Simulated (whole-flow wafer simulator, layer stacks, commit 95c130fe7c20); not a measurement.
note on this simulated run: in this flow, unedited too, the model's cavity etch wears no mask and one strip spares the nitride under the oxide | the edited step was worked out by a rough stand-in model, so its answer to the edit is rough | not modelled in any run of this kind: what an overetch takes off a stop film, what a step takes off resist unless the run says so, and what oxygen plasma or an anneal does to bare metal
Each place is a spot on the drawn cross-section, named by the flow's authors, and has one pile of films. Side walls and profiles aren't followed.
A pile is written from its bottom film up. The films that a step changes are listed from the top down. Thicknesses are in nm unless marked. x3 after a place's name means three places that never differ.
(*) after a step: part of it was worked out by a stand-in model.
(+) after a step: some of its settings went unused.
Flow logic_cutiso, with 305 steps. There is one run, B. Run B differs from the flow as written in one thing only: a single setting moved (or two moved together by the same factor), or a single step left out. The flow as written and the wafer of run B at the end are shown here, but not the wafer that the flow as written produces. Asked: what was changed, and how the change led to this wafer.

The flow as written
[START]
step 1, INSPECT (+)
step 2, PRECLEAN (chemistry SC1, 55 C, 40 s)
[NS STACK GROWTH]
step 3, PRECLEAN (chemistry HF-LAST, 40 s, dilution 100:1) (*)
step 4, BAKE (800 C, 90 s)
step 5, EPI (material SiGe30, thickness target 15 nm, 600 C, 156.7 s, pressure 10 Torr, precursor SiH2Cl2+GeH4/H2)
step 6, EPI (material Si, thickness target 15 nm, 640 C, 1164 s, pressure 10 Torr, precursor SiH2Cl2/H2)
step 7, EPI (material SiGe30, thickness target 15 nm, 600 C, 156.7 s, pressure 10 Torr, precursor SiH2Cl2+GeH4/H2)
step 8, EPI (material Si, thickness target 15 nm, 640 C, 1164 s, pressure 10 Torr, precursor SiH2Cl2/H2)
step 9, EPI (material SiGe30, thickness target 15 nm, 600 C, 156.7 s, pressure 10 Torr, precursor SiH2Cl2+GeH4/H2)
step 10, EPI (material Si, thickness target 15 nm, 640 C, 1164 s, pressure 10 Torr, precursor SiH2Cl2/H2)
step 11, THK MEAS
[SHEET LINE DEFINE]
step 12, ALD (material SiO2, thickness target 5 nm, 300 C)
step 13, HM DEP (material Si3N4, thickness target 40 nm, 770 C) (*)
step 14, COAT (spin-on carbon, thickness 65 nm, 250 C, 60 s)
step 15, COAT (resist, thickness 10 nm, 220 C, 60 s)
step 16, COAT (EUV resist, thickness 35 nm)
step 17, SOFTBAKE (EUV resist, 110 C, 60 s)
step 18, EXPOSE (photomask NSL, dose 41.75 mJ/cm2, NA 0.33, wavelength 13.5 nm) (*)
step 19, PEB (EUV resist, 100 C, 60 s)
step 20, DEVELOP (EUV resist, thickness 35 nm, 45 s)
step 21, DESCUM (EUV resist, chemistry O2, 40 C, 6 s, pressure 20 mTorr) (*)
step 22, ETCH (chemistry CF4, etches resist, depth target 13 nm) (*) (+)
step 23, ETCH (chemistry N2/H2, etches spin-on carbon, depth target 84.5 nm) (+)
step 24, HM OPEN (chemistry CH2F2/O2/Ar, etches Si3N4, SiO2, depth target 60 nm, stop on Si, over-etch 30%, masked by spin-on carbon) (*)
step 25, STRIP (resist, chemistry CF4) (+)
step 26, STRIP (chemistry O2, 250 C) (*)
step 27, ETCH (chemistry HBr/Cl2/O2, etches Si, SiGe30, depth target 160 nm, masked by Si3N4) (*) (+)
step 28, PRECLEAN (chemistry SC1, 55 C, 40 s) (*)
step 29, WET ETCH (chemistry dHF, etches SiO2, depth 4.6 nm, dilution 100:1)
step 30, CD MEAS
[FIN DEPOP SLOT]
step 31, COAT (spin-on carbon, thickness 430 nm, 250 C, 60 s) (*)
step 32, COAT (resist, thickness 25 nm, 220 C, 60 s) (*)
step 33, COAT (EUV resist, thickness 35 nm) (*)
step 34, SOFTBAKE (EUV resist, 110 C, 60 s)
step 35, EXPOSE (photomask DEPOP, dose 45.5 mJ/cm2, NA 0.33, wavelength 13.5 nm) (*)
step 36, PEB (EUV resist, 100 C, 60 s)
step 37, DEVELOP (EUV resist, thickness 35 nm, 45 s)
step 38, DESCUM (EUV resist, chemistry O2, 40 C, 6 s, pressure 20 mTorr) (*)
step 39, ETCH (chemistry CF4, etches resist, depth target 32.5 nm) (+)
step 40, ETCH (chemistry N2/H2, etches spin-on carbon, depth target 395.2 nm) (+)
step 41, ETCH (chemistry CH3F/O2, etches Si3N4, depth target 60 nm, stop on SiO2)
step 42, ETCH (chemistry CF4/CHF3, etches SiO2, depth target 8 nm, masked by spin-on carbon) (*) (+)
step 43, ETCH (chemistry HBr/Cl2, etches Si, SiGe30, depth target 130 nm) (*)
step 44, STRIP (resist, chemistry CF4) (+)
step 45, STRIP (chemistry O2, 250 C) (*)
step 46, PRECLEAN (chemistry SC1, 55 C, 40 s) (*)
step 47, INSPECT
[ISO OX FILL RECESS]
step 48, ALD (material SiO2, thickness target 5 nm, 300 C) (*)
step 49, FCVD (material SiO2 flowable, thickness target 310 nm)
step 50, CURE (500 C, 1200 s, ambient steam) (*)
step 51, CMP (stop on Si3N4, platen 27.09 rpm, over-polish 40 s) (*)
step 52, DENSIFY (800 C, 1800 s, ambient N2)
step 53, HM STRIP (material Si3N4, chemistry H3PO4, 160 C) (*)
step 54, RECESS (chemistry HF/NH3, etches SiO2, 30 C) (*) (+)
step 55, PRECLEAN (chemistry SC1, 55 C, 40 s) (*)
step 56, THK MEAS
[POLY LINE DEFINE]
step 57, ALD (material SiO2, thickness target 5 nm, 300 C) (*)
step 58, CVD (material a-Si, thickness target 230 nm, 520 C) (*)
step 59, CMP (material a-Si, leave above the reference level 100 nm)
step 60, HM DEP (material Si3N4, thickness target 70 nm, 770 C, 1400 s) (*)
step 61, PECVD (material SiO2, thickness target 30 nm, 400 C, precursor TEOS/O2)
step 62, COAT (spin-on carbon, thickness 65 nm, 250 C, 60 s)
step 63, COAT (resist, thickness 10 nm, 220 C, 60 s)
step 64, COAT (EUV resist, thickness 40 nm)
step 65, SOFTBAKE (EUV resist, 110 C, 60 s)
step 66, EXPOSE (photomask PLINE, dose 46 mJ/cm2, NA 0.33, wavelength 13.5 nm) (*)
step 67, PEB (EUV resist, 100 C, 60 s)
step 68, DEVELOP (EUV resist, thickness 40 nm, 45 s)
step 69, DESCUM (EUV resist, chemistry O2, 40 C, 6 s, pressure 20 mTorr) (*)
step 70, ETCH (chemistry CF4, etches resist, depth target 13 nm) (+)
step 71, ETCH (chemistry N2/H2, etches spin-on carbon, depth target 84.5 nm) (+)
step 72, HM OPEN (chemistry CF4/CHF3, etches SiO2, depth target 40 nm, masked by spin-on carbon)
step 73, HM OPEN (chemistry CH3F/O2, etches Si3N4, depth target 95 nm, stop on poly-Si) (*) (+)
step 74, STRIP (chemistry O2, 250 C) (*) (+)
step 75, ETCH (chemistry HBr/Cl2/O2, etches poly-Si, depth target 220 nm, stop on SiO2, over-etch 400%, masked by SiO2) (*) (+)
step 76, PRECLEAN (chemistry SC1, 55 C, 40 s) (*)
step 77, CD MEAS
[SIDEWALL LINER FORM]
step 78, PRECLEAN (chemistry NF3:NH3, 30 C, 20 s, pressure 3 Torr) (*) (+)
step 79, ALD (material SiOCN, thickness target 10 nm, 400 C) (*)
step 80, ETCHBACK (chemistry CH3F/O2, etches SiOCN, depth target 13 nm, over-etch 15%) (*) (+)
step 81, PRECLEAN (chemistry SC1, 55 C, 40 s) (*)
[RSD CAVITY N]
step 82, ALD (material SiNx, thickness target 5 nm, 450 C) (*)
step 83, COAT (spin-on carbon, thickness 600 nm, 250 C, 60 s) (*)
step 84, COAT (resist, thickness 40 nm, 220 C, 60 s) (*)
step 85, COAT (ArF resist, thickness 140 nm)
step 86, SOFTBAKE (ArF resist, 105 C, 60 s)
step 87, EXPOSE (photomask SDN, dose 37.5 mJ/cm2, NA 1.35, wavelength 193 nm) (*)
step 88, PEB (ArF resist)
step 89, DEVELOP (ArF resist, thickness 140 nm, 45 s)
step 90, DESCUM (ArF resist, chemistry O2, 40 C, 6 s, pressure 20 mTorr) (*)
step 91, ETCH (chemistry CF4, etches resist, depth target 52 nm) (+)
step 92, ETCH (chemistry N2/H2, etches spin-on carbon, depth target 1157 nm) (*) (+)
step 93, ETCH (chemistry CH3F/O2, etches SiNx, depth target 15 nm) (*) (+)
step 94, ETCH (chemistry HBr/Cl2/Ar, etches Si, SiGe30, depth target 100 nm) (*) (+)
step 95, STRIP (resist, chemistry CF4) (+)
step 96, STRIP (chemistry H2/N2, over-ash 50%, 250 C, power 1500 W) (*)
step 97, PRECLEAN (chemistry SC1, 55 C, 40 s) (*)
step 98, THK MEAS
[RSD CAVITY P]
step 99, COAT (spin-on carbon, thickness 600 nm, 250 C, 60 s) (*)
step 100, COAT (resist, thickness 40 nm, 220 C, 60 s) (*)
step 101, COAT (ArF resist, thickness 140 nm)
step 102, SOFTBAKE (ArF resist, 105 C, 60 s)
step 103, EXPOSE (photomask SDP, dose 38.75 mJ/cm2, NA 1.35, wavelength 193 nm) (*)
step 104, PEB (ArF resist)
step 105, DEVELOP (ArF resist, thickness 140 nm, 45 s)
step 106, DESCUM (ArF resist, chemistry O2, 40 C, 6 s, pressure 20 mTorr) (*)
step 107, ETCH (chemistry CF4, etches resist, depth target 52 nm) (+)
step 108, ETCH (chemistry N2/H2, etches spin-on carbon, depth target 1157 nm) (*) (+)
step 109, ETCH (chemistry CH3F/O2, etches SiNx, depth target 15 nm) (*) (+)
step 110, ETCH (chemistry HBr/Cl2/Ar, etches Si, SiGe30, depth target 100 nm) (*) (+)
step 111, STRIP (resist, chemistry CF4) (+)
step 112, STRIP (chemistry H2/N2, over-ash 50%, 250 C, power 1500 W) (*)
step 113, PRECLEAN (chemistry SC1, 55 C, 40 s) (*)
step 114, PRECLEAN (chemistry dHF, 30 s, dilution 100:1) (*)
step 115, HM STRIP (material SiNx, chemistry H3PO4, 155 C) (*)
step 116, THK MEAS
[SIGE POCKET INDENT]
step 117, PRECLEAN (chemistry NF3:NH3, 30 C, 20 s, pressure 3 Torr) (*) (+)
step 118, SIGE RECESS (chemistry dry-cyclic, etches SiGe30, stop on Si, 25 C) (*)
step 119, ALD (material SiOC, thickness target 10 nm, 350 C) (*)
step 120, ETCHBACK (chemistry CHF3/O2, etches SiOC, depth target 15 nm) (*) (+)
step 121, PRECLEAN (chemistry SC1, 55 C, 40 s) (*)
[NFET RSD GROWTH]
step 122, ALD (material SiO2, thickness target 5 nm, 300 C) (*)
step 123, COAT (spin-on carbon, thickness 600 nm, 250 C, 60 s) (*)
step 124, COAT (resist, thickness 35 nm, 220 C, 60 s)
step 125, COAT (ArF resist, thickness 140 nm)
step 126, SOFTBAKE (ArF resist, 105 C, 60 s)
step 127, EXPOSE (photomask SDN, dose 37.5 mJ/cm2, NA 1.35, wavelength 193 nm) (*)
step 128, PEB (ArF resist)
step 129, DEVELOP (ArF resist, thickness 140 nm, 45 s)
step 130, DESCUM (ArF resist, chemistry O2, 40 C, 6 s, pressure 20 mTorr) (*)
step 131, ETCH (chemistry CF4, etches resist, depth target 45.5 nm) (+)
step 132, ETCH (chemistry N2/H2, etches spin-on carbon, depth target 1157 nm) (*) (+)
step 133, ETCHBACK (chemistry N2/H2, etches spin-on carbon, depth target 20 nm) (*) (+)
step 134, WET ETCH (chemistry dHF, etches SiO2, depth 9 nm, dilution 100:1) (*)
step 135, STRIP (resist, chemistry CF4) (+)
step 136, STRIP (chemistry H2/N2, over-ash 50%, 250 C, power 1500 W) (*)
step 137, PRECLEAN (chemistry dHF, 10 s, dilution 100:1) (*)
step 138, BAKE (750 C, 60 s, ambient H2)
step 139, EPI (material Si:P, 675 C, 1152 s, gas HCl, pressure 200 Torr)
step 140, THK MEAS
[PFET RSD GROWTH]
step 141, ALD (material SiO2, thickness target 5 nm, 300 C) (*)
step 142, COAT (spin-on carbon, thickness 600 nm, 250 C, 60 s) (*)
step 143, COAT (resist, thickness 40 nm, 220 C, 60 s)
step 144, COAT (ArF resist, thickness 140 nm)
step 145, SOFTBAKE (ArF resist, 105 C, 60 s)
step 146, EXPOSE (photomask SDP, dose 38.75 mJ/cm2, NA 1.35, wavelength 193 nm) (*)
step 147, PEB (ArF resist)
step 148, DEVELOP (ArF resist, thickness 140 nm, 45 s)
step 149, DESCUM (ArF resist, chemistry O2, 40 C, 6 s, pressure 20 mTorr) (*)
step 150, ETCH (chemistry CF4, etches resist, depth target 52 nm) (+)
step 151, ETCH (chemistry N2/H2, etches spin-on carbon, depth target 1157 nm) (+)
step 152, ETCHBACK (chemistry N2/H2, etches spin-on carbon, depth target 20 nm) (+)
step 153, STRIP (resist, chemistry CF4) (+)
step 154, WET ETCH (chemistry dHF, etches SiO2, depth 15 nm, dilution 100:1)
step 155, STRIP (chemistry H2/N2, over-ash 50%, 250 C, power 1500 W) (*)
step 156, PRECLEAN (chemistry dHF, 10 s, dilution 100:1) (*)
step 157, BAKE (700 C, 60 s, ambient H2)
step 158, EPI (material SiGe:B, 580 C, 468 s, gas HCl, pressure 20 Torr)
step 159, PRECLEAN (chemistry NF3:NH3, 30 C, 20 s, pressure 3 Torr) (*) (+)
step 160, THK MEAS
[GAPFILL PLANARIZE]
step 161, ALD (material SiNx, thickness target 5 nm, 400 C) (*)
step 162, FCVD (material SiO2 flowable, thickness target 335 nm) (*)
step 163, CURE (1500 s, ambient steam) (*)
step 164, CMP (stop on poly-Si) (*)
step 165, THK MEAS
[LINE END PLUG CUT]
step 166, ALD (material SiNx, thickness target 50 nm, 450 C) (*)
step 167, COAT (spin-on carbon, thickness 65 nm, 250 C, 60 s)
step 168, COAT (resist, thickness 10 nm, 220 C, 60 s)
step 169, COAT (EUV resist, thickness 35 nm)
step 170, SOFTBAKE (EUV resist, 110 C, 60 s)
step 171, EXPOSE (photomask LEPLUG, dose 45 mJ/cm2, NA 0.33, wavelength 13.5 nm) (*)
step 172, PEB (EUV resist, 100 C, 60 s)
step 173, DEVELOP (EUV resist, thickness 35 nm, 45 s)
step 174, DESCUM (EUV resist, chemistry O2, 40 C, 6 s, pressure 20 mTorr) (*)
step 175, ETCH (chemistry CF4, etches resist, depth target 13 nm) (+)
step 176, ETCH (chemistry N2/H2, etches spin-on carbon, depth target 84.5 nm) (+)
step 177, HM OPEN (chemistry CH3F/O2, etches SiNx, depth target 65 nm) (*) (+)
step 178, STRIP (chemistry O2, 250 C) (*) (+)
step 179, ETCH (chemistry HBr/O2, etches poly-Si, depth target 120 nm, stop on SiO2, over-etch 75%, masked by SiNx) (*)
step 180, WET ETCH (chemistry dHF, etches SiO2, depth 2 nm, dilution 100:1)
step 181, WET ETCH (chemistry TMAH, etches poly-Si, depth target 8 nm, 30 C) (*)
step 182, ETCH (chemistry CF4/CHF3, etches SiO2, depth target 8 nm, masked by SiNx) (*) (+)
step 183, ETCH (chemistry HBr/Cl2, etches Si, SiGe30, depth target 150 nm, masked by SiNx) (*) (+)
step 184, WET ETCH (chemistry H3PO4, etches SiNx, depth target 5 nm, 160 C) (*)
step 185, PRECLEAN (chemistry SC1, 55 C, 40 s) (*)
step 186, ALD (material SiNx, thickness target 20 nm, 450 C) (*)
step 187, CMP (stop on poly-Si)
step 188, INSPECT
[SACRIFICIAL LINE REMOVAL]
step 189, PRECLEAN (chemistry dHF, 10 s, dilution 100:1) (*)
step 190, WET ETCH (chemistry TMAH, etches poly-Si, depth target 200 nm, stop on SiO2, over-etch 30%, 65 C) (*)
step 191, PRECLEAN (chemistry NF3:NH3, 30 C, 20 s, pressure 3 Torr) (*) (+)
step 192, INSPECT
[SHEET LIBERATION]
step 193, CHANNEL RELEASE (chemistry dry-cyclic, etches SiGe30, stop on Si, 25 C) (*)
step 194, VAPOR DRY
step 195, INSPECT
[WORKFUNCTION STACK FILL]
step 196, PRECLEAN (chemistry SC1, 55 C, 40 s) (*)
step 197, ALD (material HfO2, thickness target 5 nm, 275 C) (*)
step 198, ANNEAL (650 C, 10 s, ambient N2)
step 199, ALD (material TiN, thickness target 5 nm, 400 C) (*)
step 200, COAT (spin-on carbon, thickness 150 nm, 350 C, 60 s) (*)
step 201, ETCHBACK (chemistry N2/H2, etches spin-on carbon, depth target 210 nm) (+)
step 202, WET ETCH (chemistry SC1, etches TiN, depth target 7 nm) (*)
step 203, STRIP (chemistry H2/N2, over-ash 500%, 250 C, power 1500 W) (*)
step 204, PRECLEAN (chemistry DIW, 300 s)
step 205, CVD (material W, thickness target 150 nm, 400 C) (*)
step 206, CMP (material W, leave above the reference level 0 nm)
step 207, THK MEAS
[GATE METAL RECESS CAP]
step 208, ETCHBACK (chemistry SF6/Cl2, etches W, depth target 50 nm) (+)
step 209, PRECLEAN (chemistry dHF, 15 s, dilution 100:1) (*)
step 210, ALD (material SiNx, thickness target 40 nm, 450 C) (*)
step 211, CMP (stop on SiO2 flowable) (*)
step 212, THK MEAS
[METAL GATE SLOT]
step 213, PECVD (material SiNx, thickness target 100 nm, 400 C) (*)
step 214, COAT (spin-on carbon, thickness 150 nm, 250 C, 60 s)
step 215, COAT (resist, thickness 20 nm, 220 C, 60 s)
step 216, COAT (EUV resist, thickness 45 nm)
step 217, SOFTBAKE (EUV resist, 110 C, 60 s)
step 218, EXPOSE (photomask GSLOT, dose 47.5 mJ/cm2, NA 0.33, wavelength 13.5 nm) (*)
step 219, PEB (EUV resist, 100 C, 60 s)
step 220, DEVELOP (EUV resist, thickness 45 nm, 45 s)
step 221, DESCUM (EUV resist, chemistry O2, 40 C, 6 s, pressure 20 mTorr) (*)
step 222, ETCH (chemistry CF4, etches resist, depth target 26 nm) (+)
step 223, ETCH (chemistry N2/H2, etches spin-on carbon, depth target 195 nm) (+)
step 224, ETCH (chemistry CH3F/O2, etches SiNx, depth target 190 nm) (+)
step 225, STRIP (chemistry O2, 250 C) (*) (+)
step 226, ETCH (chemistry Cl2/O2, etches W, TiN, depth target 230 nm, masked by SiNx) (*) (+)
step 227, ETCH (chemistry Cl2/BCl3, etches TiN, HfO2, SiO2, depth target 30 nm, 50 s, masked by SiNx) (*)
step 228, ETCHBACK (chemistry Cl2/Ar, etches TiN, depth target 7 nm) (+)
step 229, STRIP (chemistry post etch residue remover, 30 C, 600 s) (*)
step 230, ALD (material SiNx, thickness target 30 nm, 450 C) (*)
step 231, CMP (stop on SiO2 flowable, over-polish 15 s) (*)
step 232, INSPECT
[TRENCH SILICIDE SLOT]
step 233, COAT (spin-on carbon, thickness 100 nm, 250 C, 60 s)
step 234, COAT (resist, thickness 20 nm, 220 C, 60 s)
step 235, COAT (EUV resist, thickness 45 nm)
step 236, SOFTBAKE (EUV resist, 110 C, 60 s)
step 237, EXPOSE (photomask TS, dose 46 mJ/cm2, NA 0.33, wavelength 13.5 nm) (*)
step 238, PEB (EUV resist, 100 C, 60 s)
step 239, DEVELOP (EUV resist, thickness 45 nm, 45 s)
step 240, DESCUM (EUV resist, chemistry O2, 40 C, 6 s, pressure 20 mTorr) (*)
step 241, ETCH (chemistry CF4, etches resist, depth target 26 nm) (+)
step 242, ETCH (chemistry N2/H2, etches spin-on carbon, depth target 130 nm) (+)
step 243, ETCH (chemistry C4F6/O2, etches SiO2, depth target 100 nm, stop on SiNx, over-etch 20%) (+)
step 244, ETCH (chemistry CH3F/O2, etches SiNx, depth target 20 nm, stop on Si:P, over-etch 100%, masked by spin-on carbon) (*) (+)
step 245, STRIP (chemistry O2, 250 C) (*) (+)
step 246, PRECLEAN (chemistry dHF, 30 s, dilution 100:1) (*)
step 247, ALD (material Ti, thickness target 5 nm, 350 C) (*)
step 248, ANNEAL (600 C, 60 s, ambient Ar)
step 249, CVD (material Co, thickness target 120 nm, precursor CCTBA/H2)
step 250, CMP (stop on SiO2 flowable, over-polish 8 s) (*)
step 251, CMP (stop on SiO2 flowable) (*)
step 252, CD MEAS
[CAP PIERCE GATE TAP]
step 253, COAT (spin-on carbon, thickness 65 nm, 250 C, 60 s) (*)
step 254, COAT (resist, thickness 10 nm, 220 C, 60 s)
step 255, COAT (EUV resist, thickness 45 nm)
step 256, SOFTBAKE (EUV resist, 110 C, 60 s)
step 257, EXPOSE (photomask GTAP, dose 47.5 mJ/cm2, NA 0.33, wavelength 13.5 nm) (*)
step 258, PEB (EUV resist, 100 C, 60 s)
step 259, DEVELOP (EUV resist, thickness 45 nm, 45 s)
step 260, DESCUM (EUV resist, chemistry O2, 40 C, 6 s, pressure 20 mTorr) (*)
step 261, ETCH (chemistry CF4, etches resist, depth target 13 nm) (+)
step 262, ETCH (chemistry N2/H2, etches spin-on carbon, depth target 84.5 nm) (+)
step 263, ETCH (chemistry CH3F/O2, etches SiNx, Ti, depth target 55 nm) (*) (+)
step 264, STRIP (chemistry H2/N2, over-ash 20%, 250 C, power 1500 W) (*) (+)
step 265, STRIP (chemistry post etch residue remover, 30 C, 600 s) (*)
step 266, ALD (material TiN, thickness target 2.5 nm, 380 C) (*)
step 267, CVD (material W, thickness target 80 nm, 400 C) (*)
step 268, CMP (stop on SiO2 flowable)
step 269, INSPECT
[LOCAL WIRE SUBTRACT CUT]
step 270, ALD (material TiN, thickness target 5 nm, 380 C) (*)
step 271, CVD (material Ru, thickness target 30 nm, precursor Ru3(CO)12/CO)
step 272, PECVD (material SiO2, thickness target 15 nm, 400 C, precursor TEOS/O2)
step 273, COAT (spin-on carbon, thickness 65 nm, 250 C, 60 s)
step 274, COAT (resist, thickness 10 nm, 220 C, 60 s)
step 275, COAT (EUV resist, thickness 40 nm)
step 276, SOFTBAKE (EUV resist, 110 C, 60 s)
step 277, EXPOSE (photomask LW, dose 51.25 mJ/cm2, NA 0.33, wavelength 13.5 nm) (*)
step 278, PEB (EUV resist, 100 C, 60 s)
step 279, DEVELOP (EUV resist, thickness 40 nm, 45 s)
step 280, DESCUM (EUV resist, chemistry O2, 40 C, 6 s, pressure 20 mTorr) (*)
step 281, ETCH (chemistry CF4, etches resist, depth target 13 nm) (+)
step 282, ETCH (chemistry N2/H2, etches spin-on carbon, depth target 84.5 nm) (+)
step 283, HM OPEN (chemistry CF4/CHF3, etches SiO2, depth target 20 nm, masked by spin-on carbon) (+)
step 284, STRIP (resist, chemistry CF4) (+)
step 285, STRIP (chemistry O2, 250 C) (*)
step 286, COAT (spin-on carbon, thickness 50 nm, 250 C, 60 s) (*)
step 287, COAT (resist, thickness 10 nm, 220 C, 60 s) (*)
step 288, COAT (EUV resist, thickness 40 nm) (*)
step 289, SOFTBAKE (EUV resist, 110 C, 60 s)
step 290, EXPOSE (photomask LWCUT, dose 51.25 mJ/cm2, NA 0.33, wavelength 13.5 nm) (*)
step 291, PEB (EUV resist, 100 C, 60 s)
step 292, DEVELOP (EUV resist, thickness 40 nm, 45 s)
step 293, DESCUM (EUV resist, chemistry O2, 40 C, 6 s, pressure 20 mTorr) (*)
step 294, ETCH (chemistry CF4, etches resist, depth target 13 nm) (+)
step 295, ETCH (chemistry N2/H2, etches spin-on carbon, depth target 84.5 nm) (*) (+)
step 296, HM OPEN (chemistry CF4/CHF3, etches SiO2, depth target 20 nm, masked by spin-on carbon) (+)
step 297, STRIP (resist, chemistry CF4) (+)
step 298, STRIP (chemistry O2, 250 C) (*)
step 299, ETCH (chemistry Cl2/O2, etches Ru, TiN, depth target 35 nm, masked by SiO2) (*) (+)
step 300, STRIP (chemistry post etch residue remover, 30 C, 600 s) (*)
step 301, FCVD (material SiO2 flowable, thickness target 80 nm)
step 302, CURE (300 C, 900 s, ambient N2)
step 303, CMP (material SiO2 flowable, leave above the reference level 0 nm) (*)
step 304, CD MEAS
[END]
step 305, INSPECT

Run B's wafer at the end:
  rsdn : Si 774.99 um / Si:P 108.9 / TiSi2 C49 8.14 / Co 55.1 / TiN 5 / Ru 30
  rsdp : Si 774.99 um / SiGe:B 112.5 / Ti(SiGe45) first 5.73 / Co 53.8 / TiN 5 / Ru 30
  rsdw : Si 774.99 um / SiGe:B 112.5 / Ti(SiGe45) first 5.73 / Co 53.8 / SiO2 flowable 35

What caused this: step 247, ALD: thickness target 3.2 nm was run, though the flow has thickness target 5 nm.

The path from the change to this, step by step:
  step 247, ALD (material Ti, thickness target 5 nm, 350 C) (*)
      depop, dpovl, gfld and 19 more: Ti gains 3.2 (new film) (it would be, as written: Ti gains 5 (new film))
  step 248, ANNEAL (600 C, 60 s, ambient Ar)
      rsdp, rsdw: Ti(SiGe45) first gains 5.73 (new film), Ti loses 3.2 (all of it), SiGe:B loses 3.83 (it would be, as written: Ti(SiGe45) first gains 8.95 (new film), Ti loses 5 (all of it), SiGe:B loses 5.98)
      rsdn: TiSi2 C49 gains 8.14 (new film), Ti loses 3.2 (all of it), Si:P loses 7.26 (it would be, as written: TiSi2 C49 gains 12.7 (new film), Ti loses 5 (all of it), Si:P loses 11.3)
  step 250, CMP (stop on SiO2 flowable, over-polish 8 s) (*)
      rsdx: Co loses 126 (it would be, as written: Co loses 127.9 (all of it))
      gl, glp, gxf, gxn, gxp, tap: Co loses 120.3 (all of it), Ti loses 3.2 (all of it), SiNx loses 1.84 (it would be, as written: Co loses 120.3 (all of it), Ti loses 5 (all of it), SiNx loses 1.84)
      (also at 11 further places)
  step 251, CMP (stop on SiO2 flowable) (*)
      rsdx: Co loses 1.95 (all of it), Ti loses 3.2 (all of it) (it would be, as written: Ti loses 5 (all of it))
      iso: Co loses 3.02 (all of it), Ti loses 2.54 (it would be, as written: Co loses 1.22 (all of it), Ti loses 4.34)
